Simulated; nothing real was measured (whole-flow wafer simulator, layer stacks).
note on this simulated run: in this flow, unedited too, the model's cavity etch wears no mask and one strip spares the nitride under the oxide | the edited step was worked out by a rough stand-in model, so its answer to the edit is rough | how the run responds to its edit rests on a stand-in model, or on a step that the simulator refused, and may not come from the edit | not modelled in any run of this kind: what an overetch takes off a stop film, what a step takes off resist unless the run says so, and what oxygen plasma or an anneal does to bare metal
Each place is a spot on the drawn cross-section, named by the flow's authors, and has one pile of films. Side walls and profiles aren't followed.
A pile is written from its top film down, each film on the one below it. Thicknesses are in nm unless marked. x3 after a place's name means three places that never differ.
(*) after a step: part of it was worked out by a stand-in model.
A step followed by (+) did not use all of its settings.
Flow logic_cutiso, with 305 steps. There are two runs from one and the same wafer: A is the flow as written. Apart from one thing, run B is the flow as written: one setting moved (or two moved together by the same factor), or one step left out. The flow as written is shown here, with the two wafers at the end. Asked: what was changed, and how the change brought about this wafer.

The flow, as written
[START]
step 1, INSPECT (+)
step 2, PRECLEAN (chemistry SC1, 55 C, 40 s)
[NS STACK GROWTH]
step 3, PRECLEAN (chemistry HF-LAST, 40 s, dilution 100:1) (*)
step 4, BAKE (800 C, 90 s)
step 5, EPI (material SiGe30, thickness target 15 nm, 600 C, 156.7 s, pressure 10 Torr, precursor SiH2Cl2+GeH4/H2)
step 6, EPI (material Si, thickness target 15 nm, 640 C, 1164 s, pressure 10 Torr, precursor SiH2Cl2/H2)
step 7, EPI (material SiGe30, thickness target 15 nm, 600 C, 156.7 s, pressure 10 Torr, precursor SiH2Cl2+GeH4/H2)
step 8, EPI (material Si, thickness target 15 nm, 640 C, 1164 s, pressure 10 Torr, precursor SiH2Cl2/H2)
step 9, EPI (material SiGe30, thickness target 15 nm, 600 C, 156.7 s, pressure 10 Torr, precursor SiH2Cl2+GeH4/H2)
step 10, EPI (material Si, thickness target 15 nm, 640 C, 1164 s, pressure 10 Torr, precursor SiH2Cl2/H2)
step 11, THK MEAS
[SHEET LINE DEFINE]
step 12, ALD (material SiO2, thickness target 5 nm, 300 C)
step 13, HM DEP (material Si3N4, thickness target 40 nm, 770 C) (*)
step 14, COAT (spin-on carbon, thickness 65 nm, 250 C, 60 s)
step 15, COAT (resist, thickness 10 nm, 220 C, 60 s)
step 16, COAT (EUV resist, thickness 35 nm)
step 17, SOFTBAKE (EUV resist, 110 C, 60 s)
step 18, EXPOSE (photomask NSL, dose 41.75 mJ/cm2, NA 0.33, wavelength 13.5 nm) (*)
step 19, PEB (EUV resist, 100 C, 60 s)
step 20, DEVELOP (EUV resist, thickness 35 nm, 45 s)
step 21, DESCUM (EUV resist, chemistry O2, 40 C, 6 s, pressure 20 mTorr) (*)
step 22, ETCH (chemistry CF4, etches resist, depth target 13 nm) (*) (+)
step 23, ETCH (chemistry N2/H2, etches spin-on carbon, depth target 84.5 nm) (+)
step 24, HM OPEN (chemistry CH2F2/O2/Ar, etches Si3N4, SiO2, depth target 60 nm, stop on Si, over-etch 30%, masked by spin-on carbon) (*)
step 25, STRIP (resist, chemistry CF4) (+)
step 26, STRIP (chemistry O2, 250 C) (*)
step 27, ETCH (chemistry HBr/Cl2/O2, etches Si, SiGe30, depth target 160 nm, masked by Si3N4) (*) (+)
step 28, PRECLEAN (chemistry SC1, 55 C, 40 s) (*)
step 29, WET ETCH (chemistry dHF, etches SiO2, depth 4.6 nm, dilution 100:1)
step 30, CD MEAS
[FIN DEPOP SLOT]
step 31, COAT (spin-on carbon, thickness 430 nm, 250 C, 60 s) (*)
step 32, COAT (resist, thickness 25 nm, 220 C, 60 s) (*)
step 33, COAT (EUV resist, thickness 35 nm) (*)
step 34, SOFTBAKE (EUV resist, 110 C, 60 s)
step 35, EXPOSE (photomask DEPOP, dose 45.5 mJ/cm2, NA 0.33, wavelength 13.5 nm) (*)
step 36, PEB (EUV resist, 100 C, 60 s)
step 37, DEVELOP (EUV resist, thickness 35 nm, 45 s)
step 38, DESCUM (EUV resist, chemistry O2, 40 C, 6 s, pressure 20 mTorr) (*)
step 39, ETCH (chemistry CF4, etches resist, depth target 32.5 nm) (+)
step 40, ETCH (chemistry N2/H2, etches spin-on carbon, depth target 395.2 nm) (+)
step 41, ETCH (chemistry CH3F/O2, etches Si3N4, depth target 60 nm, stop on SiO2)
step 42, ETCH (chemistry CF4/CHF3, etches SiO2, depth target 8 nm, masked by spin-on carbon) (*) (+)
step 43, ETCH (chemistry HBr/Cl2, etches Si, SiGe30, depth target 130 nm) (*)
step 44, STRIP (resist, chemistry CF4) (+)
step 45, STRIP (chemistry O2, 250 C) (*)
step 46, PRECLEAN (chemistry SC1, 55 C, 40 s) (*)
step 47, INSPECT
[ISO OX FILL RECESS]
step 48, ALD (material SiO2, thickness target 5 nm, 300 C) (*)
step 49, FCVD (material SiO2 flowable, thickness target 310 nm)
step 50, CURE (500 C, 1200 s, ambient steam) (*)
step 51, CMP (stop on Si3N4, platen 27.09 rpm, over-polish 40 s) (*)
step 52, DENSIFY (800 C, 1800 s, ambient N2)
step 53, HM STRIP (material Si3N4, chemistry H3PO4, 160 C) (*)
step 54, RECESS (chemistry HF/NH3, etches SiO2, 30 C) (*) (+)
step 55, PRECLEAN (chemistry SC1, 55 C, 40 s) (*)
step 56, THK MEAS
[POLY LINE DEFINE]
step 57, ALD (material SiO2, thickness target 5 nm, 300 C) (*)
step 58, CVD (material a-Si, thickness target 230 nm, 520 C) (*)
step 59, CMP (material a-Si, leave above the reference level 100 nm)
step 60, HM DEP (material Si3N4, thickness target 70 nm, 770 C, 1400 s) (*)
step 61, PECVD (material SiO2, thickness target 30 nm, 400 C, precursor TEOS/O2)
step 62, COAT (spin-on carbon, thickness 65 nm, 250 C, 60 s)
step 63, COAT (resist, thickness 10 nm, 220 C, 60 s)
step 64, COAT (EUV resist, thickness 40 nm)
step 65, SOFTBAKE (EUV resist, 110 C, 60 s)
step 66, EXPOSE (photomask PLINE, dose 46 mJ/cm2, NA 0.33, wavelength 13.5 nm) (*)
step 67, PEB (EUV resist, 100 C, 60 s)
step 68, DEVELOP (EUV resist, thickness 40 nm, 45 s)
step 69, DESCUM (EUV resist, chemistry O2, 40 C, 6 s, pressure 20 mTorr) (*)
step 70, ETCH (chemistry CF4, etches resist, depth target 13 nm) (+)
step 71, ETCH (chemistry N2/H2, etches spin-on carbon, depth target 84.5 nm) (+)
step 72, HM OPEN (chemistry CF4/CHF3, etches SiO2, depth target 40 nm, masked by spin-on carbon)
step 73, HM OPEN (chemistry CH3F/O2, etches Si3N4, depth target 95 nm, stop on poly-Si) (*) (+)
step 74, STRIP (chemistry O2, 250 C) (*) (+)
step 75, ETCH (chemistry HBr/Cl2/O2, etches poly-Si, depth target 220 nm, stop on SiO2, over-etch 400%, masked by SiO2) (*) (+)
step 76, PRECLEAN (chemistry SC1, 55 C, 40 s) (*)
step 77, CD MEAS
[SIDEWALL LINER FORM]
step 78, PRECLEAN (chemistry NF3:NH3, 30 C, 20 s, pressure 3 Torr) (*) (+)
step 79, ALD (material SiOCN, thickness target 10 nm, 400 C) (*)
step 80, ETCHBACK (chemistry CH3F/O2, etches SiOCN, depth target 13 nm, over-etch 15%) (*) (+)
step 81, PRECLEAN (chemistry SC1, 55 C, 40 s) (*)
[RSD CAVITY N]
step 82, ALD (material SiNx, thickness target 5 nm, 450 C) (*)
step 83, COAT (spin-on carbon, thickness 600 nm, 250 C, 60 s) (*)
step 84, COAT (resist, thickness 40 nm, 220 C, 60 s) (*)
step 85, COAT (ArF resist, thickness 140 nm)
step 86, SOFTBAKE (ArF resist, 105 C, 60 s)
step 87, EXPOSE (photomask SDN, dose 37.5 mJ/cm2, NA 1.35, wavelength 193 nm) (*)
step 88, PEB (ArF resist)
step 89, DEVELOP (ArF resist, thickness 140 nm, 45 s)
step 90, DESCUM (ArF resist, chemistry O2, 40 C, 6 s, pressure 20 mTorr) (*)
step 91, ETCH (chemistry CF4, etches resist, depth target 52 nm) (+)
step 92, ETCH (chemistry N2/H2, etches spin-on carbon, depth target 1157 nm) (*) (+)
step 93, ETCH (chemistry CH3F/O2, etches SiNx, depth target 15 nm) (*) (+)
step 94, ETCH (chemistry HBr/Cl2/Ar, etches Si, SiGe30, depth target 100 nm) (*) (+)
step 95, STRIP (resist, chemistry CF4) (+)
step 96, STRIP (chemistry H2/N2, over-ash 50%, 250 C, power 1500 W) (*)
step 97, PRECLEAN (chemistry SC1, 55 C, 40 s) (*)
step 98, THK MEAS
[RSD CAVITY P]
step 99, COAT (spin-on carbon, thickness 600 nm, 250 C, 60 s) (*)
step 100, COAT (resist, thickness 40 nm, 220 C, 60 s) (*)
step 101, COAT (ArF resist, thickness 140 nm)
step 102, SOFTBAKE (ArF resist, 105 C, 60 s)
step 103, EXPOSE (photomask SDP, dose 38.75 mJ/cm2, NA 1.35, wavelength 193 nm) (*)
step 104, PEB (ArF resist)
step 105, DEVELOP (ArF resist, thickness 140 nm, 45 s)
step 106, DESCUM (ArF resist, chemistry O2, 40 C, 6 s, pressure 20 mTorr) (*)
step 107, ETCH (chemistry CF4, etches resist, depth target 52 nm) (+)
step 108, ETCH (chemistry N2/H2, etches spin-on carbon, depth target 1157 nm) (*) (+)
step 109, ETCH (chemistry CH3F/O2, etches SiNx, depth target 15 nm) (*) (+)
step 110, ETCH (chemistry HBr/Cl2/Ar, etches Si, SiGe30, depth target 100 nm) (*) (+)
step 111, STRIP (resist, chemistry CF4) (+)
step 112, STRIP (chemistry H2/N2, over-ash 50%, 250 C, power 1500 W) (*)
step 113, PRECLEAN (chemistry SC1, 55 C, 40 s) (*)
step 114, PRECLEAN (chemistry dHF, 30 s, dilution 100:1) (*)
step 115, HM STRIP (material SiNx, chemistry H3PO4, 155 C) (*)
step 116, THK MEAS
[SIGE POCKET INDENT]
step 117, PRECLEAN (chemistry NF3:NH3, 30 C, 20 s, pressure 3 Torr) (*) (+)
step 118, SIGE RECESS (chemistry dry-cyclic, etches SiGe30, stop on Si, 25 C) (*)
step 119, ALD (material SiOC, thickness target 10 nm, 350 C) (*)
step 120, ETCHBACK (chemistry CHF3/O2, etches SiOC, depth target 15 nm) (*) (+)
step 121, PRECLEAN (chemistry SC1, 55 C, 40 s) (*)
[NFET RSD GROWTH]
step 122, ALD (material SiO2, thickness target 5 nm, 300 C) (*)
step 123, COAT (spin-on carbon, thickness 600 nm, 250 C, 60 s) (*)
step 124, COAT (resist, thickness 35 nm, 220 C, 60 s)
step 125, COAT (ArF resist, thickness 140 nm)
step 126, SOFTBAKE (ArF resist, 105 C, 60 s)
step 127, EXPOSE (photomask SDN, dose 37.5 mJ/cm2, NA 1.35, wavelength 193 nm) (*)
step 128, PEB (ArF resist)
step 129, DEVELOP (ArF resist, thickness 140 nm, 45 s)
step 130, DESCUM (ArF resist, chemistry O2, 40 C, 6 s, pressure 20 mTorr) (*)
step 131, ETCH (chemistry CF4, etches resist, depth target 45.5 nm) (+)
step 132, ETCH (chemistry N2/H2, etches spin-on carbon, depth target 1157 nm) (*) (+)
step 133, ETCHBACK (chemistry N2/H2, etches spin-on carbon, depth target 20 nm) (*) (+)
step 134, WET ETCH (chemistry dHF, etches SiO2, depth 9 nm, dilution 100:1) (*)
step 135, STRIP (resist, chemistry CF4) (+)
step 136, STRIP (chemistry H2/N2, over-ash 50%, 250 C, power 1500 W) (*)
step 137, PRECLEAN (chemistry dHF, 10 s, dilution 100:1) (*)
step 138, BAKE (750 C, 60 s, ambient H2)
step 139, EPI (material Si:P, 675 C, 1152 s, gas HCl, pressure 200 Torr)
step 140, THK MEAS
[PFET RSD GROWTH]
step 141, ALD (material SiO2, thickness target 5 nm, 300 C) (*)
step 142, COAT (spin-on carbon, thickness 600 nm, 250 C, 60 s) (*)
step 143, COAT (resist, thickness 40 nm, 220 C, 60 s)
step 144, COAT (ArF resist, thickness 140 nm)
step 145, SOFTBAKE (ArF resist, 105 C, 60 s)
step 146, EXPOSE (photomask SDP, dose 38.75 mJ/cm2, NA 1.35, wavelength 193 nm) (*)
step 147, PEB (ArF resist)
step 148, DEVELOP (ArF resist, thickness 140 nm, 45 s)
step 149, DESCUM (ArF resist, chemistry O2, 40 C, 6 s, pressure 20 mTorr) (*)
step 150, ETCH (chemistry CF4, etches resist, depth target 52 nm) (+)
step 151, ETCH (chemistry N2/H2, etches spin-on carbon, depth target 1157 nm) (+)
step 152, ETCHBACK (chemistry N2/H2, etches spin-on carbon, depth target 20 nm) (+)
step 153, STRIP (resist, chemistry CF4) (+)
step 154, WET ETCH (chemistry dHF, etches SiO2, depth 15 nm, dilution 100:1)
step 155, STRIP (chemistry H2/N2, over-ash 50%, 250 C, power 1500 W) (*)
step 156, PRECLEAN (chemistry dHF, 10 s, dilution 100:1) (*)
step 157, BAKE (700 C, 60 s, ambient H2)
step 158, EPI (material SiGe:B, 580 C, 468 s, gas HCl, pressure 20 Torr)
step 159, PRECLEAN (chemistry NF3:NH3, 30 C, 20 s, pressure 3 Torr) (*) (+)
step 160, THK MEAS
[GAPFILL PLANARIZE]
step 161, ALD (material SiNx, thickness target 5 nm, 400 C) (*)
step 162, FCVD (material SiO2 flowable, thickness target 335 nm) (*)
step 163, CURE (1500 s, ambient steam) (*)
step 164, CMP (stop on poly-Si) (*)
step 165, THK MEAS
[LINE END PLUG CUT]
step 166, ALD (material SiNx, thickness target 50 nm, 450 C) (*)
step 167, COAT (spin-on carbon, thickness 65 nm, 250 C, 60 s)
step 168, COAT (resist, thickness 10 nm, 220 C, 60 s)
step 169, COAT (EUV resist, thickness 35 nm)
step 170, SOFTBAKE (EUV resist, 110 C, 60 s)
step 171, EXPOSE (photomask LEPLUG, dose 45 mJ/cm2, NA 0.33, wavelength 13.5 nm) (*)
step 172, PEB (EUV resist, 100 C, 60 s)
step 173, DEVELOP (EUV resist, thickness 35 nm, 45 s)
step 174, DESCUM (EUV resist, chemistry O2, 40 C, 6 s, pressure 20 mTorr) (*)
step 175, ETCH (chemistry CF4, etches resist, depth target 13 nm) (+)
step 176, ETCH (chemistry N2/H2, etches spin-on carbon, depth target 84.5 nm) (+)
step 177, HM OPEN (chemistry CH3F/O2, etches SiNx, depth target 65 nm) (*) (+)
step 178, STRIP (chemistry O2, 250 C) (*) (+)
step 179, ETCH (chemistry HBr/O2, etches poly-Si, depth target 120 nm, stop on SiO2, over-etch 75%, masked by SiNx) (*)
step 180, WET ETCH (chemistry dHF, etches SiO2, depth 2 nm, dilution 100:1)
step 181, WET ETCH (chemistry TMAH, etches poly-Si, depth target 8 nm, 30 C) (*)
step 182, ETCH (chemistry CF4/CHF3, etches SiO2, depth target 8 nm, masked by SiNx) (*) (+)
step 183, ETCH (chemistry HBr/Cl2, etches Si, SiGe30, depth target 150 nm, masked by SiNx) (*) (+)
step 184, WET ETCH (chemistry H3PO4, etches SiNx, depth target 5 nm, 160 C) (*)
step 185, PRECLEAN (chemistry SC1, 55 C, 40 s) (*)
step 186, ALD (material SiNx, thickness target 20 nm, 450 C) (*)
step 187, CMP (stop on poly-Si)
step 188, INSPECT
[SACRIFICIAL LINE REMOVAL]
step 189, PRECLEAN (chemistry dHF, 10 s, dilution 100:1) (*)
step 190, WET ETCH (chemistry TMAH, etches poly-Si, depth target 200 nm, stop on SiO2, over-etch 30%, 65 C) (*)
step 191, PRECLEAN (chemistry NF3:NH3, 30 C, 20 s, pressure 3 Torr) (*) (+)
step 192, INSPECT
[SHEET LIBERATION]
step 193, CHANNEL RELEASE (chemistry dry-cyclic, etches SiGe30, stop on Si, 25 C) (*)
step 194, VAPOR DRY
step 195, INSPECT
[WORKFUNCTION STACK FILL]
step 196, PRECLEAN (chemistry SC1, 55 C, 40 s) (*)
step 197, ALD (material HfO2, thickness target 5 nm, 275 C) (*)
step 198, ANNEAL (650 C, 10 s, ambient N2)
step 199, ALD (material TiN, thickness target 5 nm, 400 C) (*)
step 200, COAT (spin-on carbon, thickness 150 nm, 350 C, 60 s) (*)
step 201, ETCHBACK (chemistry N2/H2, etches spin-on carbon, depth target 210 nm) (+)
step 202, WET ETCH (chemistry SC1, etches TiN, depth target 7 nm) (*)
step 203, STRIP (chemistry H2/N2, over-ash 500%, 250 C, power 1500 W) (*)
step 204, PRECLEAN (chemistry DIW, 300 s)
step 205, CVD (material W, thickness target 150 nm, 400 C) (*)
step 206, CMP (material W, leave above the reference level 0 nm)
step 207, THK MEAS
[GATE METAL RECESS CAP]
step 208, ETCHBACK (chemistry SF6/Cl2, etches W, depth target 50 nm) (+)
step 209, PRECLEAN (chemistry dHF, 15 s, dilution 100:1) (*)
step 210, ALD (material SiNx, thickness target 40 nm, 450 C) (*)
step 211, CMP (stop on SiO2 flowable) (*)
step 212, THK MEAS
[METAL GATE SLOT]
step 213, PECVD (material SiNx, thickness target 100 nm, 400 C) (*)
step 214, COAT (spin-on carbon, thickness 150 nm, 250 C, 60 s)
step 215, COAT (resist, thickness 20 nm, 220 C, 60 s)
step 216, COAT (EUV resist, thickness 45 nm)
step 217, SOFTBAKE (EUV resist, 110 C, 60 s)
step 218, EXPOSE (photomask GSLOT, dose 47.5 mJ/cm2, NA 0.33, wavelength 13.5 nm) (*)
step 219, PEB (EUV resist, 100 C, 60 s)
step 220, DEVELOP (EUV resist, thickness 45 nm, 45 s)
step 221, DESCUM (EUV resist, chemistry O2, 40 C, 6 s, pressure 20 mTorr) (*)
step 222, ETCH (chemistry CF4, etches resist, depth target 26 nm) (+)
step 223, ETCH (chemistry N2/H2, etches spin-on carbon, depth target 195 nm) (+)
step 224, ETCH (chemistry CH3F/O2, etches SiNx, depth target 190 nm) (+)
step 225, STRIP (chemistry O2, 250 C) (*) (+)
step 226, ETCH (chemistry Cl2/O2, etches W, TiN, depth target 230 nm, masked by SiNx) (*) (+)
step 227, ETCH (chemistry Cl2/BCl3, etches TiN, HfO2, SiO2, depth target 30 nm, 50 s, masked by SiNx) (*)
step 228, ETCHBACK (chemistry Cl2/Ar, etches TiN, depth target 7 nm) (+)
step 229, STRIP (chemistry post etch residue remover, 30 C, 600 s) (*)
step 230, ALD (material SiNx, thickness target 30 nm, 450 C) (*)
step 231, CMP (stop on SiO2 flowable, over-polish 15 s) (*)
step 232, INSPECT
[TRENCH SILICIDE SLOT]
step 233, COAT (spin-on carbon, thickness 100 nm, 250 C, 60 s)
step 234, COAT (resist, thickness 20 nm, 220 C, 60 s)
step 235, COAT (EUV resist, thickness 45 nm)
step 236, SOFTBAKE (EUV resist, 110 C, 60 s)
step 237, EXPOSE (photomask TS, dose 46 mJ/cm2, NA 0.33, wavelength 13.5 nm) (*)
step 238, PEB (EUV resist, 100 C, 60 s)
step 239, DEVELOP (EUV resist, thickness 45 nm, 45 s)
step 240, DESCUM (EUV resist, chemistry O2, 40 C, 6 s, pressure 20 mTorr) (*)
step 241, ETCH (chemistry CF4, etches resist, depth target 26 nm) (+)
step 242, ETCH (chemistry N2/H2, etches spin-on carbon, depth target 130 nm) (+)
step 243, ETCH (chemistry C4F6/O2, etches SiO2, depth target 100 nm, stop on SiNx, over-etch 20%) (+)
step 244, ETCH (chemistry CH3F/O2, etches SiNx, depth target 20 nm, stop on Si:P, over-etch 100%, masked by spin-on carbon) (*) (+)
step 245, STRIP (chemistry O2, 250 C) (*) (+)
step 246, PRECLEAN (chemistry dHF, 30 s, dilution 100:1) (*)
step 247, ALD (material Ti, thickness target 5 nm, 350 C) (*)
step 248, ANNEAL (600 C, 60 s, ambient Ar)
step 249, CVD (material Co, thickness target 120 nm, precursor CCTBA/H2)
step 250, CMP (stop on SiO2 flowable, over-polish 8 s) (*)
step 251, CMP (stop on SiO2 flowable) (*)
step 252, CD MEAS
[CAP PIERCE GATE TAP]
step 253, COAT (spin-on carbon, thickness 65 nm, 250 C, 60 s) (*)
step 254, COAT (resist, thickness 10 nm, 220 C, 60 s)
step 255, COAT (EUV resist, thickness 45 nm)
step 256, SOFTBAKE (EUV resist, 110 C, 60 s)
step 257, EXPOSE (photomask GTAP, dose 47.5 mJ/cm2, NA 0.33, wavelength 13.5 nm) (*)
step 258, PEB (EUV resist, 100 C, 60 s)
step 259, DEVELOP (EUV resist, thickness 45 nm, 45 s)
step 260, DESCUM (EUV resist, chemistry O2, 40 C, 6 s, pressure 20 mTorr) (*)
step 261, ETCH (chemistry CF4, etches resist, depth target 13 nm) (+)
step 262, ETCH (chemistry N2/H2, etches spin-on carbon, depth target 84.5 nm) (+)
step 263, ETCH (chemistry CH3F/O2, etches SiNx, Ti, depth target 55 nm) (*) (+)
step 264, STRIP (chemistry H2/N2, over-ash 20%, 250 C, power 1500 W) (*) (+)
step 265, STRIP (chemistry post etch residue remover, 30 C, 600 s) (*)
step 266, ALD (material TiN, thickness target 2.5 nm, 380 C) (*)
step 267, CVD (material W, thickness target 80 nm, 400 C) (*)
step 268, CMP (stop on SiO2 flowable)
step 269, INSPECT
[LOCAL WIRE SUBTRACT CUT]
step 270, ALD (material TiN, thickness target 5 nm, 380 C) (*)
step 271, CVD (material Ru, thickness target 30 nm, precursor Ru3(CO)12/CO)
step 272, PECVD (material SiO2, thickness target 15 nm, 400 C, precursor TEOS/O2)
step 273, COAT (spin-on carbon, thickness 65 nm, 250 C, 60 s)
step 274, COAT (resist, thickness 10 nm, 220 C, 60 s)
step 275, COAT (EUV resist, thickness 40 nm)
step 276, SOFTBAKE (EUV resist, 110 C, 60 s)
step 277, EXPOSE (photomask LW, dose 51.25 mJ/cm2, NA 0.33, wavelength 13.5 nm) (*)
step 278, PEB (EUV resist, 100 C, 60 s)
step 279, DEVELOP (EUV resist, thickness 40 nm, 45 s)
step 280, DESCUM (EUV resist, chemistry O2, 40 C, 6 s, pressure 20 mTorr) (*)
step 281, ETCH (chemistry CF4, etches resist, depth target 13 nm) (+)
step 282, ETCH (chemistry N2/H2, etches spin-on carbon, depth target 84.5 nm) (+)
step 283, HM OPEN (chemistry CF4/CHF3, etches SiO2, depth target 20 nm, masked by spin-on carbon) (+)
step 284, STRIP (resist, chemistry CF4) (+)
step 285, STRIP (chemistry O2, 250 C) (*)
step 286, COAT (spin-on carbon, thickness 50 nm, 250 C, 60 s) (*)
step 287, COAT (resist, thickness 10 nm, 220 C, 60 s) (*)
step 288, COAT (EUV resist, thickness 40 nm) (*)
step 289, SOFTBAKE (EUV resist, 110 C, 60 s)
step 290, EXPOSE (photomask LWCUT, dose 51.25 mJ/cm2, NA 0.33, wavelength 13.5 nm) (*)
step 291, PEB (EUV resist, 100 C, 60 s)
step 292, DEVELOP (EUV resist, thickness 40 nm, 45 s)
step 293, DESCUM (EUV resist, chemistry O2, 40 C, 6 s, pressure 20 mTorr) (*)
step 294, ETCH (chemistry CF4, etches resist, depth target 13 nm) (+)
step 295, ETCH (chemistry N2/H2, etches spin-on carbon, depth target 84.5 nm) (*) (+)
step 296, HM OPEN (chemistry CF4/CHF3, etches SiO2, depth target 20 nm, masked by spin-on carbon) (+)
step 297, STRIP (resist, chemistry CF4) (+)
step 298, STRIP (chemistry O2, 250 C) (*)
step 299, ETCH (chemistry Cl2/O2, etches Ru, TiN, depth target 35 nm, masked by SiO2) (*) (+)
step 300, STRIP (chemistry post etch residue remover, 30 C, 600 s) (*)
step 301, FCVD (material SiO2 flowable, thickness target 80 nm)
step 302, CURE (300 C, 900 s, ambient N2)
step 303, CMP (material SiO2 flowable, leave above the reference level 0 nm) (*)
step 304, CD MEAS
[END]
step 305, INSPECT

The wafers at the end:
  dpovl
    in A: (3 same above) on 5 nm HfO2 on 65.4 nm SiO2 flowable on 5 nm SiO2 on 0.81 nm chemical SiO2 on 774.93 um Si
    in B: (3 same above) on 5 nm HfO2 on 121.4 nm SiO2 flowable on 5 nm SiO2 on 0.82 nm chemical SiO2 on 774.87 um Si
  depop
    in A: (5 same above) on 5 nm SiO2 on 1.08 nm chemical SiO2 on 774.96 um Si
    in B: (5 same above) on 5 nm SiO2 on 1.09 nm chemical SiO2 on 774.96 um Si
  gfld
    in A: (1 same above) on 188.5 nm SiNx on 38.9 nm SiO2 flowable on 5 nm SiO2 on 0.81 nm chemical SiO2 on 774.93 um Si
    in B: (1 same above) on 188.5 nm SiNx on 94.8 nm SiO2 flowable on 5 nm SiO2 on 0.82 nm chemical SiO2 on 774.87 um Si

The reason: step 27, ETCH: depth target 216 nm was run, whereas the flow has depth target 160 nm.

How this came from the change, step by step:
  step 27, ETCH (chemistry HBr/Cl2/O2, etches Si, SiGe30, depth target 160 nm, masked by Si3N4) (*) (+)
      depop, gl, glp and 12 more: A -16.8 Si3N4 | B -21.9 Si3N4
      gfld, gxf, iso, lnri: A -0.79 chemical SiO2 (all of it), -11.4 Si (all of it), -15 SiGe30 (all of it), -15 Si (all of it), -15 SiGe30 (all of it), -15 Si (all of it), -15 SiGe30 (all of it), -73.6 Si | B -0.79 chemical SiO2 (all of it), -11.4 Si (all of it), -15 SiGe30 (all of it), -15 Si (all of it), -15 SiGe30 (all of it), -15 Si (all of it), -15 SiGe30 (all of it), -129.6 Si
      (as well as at 3 more places)
  step 31, COAT (spin-on carbon, thickness 430 nm, 250 C, 60 s) (*)
      dpovl, nsgap: A +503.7 spin-on carbon (new film) | B +523.3 spin-on carbon (new film)
      gfld, lnri: A +570.2 spin-on carbon (new film) | B +607.3 spin-on carbon (new film)
      (as well as at 18 more places)
  step 40, ETCH (chemistry N2/H2, etches spin-on carbon, depth target 395.2 nm) (+)
      depop: A -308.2 spin-on carbon (all of it), -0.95 Si3N4 | B -276.9 spin-on carbon (all of it), -1.29 Si3N4
  step 41, ETCH (chemistry CH3F/O2, etches Si3N4, depth target 60 nm, stop on SiO2)
      gfld, gl, glp and 17 more: A -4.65 resist | B -3.56 resist
      depop: A -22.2 Si3N4 (all of it), -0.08 SiO2 | B -16.8 Si3N4 (all of it), -0.08 SiO2
      (as well as at 1 more place)
  step 42, ETCH (chemistry CF4/CHF3, etches SiO2, depth target 8 nm, masked by spin-on carbon) (*) (+)
      gl: A -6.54 resist (all of it), -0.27 spin-on carbon | B -7.64 resist (all of it)
      gxf: A -7.42 resist (all of it) | B -7.38 resist
      (as well as at 16 more places)
  step 43, ETCH (chemistry HBr/Cl2, etches Si, SiGe30, depth target 130 nm) (*)
      gxf: A -32 spin-on carbon | B -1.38 resist (all of it), -30.1 spin-on carbon
      gxn: A -32 spin-on carbon | B -1.24 resist (all of it), -30.3 spin-on carbon
      (as well as at 6 more places)
  step 45, STRIP (chemistry O2, 250 C) (*)
      gfld, lnri: A +0.82 chemical SiO2 (new film), -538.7 spin-on carbon (all of it), -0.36 Si | B +0.83 chemical SiO2 (new film), -577.8 spin-on carbon (all of it), -0.36 Si
      glp, tap: A -347.6 spin-on carbon (all of it) | B -334.7 spin-on carbon (all of it)
      (as well as at 17 more places)
  step 49, FCVD (material SiO2 flowable, thickness target 310 nm)
      gl, glp, gxn and 10 more: A +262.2 SiO2 flowable (new film) | B +249.5 SiO2 flowable (new film)
      gfld, gxf, iso, lnri: A +453.9 SiO2 flowable (new film) | B +492.1 SiO2 flowable (new film)
      (as well as at 5 more places)
  step 51, CMP (stop on Si3N4, platen 27.09 rpm, over-polish 40 s) (*)
      lnrt, rsdn, tap: A -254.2 SiO2 flowable (all of it), -5 SiO2 (all of it), -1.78 Si3N4 | B -241.9 SiO2 flowable (all of it), -5 SiO2 (all of it), -1.78 Si3N4
      dpovl, isow: A -200.4 SiO2 flowable | B -176.9 SiO2 flowable
      (as well as at 17 more places)
  step 52, DENSIFY (800 C, 1800 s, ambient N2)
      gfld, gxf, iso, lnri: A -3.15 SiO2 flowable | B -4.37 SiO2 flowable
      dpovl: A -2.82 SiO2 flowable | B -3.39 SiO2 flowable
      (as well as at 1 more place)
  step 53, HM STRIP (material Si3N4, chemistry H3PO4, 160 C) (*)
      gl, glp, gxn and 11 more: A -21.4 Si3N4 (all of it), -0.36 SiO2 | B -16.3 Si3N4 (all of it), -0.28 SiO2
  step 54, RECESS (chemistry HF/NH3, etches SiO2, 30 C) (*) (+)
      gfld, gxf, iso, lnri: A -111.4 SiO2 flowable | B -105.5 SiO2 flowable
      depop: A -111.9 SiO2 flowable | B -107.3 SiO2 flowable
      (as well as at 3 more places)
